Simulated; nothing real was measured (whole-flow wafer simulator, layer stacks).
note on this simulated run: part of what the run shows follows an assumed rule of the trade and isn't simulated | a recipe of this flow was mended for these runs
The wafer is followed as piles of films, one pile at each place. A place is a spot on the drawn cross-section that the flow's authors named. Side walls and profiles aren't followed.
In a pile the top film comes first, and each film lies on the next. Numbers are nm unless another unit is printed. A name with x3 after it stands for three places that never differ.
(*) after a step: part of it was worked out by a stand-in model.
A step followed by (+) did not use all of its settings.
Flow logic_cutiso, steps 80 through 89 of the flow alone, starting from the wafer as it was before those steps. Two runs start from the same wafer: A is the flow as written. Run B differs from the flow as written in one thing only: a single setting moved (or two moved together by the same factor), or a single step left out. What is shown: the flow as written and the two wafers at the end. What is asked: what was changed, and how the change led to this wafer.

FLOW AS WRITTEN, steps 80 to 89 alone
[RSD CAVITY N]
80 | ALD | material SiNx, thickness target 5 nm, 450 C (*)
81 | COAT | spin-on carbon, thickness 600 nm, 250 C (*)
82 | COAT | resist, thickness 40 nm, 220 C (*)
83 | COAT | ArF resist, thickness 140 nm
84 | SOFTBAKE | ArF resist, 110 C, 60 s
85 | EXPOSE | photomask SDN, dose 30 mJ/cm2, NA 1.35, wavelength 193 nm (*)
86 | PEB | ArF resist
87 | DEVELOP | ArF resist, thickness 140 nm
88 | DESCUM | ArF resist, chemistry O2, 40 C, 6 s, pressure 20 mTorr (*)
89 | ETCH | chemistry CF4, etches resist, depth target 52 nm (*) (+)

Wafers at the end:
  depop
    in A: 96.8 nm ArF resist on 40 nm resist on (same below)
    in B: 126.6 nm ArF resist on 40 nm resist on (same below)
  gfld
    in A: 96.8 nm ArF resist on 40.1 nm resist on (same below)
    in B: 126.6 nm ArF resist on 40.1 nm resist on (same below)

What caused this: step 83, COAT: thickness 170 nm was run, while the flow as written has thickness 140 nm; step 87, DEVELOP: thickness 170 nm was run, where the flow has thickness 140 nm.

The path from the change to this, step by step:
  83 | COAT | ArF resist, thickness 140 nm
      depop, dpovl x3, gfld and 17 more: A ArF resist gains 140 (new film) | B ArF resist gains 170 (new film)
  87 | DEVELOP | ArF resist, thickness 140 nm
      gl, gxn, lnr, lnrt, rsdn, rsdx, tap: A ArF resist loses 139.3 (all of it) | B ArF resist loses 169.2 (all of it)
